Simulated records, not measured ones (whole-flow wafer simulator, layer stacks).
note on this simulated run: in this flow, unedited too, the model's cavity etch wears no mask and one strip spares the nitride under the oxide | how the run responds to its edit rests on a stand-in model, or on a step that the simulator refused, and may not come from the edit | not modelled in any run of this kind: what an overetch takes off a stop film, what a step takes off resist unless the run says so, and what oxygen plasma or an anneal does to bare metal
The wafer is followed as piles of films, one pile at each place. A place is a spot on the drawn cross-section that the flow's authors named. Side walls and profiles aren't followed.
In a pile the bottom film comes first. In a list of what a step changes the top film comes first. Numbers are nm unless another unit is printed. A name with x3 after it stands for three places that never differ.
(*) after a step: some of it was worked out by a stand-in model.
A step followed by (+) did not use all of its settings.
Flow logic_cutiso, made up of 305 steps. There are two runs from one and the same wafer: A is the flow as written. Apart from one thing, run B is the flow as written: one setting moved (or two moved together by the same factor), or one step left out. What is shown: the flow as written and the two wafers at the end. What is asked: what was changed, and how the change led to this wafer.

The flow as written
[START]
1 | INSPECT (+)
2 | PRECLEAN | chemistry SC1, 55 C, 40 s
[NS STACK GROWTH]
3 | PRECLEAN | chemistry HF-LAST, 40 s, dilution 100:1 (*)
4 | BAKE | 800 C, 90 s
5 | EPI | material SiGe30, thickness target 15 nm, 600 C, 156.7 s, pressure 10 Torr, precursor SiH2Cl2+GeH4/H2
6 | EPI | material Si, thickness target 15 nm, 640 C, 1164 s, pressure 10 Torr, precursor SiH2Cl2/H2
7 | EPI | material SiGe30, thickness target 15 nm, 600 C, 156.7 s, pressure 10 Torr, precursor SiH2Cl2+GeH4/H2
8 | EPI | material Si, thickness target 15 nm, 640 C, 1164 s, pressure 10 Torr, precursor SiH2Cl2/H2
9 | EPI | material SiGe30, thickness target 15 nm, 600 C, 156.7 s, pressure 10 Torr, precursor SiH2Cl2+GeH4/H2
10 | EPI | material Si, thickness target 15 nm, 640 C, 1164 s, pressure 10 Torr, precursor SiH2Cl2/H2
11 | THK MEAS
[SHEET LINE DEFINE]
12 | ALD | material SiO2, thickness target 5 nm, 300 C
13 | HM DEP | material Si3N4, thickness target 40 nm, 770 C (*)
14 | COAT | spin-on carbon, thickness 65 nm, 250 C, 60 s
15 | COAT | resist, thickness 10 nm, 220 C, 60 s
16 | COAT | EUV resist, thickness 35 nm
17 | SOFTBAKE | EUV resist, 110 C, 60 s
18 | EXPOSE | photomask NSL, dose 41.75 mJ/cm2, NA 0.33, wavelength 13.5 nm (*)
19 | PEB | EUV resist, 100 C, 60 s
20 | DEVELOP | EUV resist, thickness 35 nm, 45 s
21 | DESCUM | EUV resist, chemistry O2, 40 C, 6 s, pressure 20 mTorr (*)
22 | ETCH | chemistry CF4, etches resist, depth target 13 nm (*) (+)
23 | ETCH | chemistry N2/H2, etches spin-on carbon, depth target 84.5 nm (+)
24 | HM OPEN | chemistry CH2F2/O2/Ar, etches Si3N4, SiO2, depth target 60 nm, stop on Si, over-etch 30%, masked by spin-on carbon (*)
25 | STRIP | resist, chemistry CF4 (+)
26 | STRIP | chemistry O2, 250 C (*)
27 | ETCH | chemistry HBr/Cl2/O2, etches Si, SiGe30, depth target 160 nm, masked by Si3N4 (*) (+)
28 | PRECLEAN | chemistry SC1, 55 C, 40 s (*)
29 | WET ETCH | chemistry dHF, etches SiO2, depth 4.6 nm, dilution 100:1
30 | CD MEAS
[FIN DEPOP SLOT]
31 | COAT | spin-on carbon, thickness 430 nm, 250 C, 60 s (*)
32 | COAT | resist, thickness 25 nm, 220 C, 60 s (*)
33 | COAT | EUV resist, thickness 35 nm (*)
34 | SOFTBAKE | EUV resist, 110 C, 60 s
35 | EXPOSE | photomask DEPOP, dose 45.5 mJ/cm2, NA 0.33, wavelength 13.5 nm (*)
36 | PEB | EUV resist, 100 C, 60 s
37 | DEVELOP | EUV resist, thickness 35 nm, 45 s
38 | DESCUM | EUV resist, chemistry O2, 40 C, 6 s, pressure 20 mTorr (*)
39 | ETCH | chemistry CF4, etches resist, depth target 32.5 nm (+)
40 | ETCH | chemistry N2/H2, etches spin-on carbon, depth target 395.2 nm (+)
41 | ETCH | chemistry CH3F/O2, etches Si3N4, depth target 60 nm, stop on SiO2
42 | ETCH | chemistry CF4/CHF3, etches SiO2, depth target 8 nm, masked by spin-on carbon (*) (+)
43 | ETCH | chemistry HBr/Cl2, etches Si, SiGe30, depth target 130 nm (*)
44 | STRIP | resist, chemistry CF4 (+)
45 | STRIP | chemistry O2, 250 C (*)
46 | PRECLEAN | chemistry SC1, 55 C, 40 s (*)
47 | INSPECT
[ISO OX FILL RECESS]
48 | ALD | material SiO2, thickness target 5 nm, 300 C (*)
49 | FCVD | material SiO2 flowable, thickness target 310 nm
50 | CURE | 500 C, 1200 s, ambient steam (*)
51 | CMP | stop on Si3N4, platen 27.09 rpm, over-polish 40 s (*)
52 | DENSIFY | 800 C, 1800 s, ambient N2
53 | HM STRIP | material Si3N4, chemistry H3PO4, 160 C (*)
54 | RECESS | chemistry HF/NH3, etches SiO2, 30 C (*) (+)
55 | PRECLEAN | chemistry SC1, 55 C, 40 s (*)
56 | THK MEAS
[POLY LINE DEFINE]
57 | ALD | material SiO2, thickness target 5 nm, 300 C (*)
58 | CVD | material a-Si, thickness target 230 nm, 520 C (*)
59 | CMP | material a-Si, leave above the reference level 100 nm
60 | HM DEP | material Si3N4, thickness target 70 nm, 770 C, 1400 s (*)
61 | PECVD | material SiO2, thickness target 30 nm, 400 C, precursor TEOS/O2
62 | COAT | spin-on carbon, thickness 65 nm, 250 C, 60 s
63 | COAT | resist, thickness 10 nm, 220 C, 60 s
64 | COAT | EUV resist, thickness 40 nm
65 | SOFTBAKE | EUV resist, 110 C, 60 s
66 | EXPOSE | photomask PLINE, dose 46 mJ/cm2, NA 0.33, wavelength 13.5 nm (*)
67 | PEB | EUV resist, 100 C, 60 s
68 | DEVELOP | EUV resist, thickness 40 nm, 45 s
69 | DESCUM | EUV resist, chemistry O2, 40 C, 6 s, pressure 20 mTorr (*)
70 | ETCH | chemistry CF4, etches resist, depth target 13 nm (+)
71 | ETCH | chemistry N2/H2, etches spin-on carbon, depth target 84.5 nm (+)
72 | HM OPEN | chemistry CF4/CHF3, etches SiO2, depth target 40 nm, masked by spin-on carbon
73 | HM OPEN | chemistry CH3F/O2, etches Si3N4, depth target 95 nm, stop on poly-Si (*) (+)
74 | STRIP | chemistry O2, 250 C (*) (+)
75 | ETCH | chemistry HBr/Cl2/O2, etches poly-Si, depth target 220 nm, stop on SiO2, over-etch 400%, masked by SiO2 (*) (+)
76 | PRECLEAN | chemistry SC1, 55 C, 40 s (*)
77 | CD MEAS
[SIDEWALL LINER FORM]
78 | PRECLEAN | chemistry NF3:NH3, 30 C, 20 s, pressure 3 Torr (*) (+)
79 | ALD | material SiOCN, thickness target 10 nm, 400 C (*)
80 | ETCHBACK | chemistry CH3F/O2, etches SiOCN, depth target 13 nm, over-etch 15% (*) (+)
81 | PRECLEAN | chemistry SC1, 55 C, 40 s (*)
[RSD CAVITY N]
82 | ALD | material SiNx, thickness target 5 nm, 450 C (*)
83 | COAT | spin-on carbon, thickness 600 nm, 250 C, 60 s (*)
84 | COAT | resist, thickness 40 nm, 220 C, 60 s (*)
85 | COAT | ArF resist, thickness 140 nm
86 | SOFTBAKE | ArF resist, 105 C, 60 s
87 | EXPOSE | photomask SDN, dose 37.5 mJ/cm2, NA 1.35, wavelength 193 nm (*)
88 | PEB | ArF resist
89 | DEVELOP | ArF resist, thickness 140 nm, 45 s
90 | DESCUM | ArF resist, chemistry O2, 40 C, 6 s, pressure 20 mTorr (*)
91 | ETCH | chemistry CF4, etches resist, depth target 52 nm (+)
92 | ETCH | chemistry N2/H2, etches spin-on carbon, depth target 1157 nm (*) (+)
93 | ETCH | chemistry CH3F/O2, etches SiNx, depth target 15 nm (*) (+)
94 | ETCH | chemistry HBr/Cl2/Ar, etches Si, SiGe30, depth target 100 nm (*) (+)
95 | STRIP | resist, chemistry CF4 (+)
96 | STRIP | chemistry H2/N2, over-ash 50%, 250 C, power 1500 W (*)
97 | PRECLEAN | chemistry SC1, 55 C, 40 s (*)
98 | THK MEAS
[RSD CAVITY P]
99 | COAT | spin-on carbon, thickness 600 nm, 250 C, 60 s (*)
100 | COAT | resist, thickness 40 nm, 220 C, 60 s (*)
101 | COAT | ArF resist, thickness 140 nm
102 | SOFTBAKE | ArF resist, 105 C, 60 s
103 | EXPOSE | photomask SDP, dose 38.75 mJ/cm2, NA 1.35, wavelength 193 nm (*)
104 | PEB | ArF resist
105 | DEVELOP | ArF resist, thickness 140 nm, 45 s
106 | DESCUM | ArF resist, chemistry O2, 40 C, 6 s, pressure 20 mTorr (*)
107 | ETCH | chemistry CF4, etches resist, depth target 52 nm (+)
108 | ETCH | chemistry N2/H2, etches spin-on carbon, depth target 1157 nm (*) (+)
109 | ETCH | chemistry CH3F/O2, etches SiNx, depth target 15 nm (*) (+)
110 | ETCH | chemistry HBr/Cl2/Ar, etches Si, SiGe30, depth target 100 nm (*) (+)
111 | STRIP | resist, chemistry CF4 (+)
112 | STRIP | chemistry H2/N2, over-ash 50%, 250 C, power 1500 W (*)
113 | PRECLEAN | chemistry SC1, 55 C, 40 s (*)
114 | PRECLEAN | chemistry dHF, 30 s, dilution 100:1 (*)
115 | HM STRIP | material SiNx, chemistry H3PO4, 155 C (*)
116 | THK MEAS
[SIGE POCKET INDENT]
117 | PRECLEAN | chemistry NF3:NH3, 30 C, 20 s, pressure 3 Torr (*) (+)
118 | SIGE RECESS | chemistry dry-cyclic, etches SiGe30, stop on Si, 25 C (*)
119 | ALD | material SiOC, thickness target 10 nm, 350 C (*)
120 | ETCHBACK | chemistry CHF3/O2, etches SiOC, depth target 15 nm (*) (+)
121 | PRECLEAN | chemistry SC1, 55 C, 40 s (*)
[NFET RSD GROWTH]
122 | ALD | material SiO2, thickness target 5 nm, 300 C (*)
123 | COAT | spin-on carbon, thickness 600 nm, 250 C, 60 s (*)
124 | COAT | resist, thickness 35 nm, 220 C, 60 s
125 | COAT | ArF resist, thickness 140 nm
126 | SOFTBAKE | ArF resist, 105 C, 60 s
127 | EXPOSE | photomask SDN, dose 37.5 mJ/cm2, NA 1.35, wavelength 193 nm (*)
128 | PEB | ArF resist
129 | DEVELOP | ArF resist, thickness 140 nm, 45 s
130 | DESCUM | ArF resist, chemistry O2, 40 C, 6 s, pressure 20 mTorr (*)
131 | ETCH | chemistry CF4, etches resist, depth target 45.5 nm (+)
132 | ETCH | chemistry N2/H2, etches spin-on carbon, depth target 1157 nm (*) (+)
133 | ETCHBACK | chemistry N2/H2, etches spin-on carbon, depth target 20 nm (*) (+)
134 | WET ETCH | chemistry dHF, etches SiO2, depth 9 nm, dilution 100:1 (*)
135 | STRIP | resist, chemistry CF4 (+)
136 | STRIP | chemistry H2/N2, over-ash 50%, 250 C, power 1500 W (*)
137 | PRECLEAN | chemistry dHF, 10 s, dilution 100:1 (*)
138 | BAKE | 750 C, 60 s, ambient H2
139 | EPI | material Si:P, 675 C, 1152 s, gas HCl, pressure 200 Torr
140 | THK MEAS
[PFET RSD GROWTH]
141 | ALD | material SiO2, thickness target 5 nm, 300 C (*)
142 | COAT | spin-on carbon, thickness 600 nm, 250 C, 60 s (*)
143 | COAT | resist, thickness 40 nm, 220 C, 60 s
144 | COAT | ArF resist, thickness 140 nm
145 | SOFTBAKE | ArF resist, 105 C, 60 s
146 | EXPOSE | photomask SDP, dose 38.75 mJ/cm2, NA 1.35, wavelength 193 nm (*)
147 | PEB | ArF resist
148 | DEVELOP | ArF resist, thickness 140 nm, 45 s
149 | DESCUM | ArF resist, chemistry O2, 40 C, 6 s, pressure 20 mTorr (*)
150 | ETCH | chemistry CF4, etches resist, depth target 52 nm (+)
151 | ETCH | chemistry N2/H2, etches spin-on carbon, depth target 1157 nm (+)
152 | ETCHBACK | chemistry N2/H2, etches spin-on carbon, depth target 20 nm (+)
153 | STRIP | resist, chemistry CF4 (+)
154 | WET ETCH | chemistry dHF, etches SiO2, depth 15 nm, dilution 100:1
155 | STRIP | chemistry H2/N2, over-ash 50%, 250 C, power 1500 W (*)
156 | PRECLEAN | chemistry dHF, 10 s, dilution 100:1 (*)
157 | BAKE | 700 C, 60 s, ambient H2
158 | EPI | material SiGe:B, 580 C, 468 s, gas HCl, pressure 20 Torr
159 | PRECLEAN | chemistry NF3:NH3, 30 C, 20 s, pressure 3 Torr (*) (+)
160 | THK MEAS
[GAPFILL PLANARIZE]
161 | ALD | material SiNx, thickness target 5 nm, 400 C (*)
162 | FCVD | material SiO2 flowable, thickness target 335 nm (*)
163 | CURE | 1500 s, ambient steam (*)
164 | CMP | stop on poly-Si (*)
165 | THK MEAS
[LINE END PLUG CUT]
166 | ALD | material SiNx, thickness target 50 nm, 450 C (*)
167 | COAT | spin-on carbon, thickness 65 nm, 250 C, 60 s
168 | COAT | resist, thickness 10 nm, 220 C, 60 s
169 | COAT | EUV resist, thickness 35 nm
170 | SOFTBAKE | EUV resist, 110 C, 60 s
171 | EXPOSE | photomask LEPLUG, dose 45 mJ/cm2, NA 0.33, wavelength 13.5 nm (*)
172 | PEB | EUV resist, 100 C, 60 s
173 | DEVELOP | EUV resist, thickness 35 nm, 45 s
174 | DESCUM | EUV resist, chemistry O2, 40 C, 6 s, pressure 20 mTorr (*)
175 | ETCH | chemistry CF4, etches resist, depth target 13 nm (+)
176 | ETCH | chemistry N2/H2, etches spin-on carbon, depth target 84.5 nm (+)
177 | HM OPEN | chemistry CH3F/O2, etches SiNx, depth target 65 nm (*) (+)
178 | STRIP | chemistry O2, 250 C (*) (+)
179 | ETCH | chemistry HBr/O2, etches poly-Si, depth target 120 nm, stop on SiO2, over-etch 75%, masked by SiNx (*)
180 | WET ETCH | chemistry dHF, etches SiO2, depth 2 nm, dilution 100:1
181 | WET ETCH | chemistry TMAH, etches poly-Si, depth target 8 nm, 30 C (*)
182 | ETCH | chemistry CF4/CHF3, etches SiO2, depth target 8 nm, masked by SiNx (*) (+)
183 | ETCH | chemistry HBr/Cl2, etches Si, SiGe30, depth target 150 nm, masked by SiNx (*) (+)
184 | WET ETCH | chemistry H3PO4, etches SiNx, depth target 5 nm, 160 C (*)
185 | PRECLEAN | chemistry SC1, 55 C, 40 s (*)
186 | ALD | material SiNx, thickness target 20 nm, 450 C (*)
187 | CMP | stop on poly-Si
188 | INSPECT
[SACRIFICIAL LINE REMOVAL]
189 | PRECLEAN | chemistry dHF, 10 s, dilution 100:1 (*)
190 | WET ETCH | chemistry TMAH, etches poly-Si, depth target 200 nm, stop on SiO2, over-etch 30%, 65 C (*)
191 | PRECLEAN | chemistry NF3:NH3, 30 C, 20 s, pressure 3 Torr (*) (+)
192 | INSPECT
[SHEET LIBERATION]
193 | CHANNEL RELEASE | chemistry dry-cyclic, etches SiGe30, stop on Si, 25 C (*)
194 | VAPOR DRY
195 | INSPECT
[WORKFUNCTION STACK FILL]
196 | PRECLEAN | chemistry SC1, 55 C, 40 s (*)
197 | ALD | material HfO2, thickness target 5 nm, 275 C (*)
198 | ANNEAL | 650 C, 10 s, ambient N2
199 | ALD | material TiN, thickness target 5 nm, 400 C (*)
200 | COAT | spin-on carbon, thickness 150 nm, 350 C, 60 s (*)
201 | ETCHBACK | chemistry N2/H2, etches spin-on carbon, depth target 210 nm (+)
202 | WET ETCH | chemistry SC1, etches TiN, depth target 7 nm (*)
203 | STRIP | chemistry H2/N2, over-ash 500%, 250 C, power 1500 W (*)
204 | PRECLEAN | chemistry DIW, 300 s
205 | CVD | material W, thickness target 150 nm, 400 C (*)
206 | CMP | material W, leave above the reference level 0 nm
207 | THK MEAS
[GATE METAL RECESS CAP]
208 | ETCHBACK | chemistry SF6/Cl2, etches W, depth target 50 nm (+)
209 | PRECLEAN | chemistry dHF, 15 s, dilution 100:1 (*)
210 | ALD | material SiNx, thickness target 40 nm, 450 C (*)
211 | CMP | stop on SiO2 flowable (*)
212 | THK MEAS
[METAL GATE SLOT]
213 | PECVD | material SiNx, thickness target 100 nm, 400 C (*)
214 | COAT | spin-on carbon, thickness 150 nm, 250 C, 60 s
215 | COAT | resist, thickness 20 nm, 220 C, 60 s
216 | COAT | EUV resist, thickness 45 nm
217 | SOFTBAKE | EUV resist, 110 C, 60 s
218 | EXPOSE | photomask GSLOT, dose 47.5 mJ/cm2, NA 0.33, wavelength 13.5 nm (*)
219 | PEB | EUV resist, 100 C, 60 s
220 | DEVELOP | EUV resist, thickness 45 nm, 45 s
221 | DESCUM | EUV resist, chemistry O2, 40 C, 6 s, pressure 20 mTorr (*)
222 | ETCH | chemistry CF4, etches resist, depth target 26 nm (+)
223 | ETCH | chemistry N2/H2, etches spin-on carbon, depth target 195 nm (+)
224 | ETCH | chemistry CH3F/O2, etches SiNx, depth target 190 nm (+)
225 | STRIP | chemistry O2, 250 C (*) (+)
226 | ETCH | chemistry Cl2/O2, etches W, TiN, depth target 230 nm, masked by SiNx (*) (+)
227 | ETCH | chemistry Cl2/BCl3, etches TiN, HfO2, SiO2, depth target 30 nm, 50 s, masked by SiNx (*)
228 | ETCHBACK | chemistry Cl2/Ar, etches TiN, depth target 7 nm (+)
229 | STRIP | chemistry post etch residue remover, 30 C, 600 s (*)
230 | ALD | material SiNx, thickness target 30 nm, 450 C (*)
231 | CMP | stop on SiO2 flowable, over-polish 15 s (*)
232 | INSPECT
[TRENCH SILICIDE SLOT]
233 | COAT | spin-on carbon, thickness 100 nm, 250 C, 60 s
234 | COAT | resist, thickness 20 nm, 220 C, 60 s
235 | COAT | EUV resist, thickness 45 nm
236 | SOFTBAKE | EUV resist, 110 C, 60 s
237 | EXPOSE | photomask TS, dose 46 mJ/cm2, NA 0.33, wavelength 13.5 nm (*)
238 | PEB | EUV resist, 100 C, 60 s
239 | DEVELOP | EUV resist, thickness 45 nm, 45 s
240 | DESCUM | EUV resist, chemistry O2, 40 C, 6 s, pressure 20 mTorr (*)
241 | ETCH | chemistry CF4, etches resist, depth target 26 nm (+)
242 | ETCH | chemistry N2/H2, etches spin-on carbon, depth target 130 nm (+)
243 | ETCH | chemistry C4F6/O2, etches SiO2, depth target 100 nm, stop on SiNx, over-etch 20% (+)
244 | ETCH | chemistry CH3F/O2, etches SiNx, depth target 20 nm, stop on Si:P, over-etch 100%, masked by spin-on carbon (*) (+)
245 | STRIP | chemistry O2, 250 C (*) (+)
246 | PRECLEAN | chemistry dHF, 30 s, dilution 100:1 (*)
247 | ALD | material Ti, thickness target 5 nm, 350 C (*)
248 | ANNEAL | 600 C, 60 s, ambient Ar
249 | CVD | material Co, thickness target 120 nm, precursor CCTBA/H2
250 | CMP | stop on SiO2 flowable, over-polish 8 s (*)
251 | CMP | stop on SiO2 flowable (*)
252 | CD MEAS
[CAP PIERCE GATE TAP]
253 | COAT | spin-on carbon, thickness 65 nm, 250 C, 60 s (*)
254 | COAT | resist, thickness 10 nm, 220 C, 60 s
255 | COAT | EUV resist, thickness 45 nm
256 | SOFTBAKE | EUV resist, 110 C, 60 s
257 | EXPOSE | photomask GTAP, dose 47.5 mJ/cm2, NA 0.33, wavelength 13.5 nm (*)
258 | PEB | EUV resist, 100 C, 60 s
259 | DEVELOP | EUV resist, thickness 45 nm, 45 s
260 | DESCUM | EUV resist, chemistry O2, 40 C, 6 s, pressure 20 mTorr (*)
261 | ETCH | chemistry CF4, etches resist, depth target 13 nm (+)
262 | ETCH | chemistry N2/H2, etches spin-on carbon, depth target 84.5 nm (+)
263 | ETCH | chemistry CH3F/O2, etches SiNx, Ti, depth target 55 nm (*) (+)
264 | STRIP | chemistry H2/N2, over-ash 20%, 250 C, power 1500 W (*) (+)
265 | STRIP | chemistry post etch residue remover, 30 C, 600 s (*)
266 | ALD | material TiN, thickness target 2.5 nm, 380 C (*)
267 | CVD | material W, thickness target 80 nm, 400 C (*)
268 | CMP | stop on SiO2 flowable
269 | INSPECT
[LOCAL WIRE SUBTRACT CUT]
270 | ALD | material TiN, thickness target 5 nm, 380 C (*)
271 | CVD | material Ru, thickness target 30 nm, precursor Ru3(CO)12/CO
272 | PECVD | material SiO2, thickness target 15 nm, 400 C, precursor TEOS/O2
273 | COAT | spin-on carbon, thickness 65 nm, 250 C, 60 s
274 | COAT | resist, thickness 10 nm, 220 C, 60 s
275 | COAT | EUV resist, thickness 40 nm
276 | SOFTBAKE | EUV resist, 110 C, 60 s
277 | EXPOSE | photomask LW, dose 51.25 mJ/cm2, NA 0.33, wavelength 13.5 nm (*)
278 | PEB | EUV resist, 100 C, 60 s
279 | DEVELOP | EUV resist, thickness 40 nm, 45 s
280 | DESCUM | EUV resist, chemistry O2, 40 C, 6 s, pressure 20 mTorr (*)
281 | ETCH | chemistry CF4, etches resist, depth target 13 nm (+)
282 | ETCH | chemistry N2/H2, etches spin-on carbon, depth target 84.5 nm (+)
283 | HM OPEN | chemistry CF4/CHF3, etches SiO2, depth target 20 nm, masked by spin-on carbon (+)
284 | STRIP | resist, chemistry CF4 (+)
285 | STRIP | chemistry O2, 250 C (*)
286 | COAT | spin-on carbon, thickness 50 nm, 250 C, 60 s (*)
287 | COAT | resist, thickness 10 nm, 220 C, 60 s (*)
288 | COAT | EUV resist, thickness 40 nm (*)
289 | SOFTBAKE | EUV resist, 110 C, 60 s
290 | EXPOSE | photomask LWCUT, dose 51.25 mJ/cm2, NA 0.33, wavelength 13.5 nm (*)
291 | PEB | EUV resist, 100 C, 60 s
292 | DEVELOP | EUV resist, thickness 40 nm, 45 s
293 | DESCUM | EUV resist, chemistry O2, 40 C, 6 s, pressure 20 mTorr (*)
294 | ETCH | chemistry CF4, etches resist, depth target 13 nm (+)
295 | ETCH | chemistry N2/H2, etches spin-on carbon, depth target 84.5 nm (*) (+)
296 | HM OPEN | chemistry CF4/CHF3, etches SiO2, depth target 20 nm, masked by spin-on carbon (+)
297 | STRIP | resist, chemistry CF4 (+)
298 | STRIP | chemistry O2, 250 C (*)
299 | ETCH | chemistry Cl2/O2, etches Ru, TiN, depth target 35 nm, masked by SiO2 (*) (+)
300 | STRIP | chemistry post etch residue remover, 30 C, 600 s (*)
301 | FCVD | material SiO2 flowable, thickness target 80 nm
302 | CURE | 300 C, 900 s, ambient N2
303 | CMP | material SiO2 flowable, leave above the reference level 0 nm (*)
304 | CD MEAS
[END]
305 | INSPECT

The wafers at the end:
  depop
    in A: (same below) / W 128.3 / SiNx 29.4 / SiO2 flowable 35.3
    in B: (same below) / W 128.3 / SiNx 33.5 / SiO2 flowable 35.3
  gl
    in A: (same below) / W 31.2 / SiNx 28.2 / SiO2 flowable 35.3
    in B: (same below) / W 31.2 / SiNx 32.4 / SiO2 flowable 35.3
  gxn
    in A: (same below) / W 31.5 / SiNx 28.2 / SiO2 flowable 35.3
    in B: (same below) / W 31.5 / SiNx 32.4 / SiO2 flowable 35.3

Cause: step 210, ALD: material SiNx, thickness target 40 nm, 450 C (*), was omitted.

The path from the change to this, step by step:
  211 | CMP | stop on SiO2 flowable (*)
      gfld, gl, glp, gxf, gxn, gxp, tap: A -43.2 SiNx | B nothing
      depop, dpovl, isow, ns, nsgap: A -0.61 SiNx | B nothing
      (and at 10 other places as well)
  213 | PECVD | material SiNx, thickness target 100 nm, 400 C (*)
      gfld, gl, glp, gxf, gxn, gxp, tap: A +100 SiNx | B +142.6 SiNx (new film)
      depop, dpovl, isow, ns, nsgap: A +100 SiNx | B +100 SiNx (new film)
      (and at 1 other place as well)
  224 | ETCH | chemistry CH3F/O2, etches SiNx, depth target 190 nm (+)
      gfld: A -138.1 SiNx (all of it), -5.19 W | B -141.2 SiNx (all of it), -4.88 W
  231 | CMP | stop on SiO2 flowable, over-polish 15 s (*)
      rsdn, rsdx: A -61 SiNx (all of it), -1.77 SiO2 flowable | B -60.5 SiNx
      rsdp, rsdw: A -61 SiNx (all of it), -1.75 SiO2 flowable | B -60.5 SiNx
      (and at 6 other places as well)
  242 | ETCH | chemistry N2/H2, etches spin-on carbon, depth target 130 nm (+)
      rsdp, rsdw: A -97 spin-on carbon (all of it), -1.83 SiO2 flowable | B -97 spin-on carbon (all of it), -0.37 SiNx (all of it), -1.09 SiO2 flowable
      rsdn: A -97 spin-on carbon (all of it), -1.83 SiO2 flowable | B -97 spin-on carbon (all of it), -0.35 SiNx (all of it), -1.13 SiO2 flowable
  243 | ETCH | chemistry C4F6/O2, etches SiO2, depth target 100 nm, stop on SiNx, over-etch 20% (+)
      rsdn, rsdp, rsdw: A -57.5 SiO2 flowable (all of it) | B -61.1 SiO2 flowable (all of it)
  246 | PRECLEAN | chemistry dHF, 30 s, dilution 100:1 (*)
      iso: A -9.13 SiO2 flowable | B -0.73 SiNx (all of it)
      rsdx: A -8.73 SiO2 flowable | B -0.35 SiNx (all of it), -2.95 SiO2 flowable
      (and at 6 other places as well)
  249 | CVD | material Co, thickness target 120 nm, precursor CCTBA/H2
      iso: A +128.3 Co (new film) | B +120.2 Co (new film)
      rsdx: A +127.9 Co (new film) | B +122.8 Co (new film)
  250 | CMP | stop on SiO2 flowable, over-polish 8 s (*)
      iso: A -127.1 Co | B -120.2 Co (all of it), -5 Ti (all of it), -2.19 SiO2 flowable
      rsdx: A -127.9 Co (all of it) | B -122.8 Co (all of it), -5 Ti (all of it)
      (and at 6 other places as well)
  251 | CMP | stop on SiO2 flowable (*)
      iso: A -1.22 Co (all of it), -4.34 Ti | B -5 SiO2 flowable
      rsdx: A -5 Ti (all of it) | B -4.62 SiO2 flowable
  263 | ETCH | chemistry CH3F/O2, etches SiNx, Ti, depth target 55 nm (*) (+)
      glp, lnrp, lnrt, plug, rsdn, rsdp, rsdw: A -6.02 resist (all of it), -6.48 spin-on carbon | B -6.03 resist (all of it), -8.75 spin-on carbon
      depop, dpovl, gl, isow, ns, nsgap: A -6.03 resist (all of it), -6.46 spin-on carbon | B -6.03 resist (all of it), -8.75 spin-on carbon
      (and at 9 other places as well)
  264 | STRIP | chemistry H2/N2, over-ash 20%, 250 C, power 1500 W (*) (+)
      gfld, gl, glp and 11 more: A -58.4 spin-on carbon (all of it) | B -56.3 spin-on carbon (all of it)
      depop, dpovl, isow, ns, nsgap: A -58.5 spin-on carbon (all of it) | B -56.3 spin-on carbon (all of it)
      (and at 2 other places as well)
  265 | STRIP | chemistry post etch residue remover, 30 C, 600 s (*)
      iso: A -0.66 Ti (all of it) | B nothing
  267 | CVD | material W, thickness target 80 nm, 400 C (*)
      tap: A +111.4 W (new film) | B +114.8 W (new film)
  268 | CMP | stop on SiO2 flowable
      depop, dpovl, gfld and 9 more: A -80.2 W (all of it), -2.5 TiN (all of it), -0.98 SiNx | B -80.2 W (all of it), -2.5 TiN (all of it)
      lnr, lnri, lnrp, lnrt: A -80 W (all of it), -2.5 TiN (all of it), -1.22 SiOCN | B -80 W (all of it), -2.5 TiN (all of it), -0.24 SiOCN
      (and at 3 other places as well)
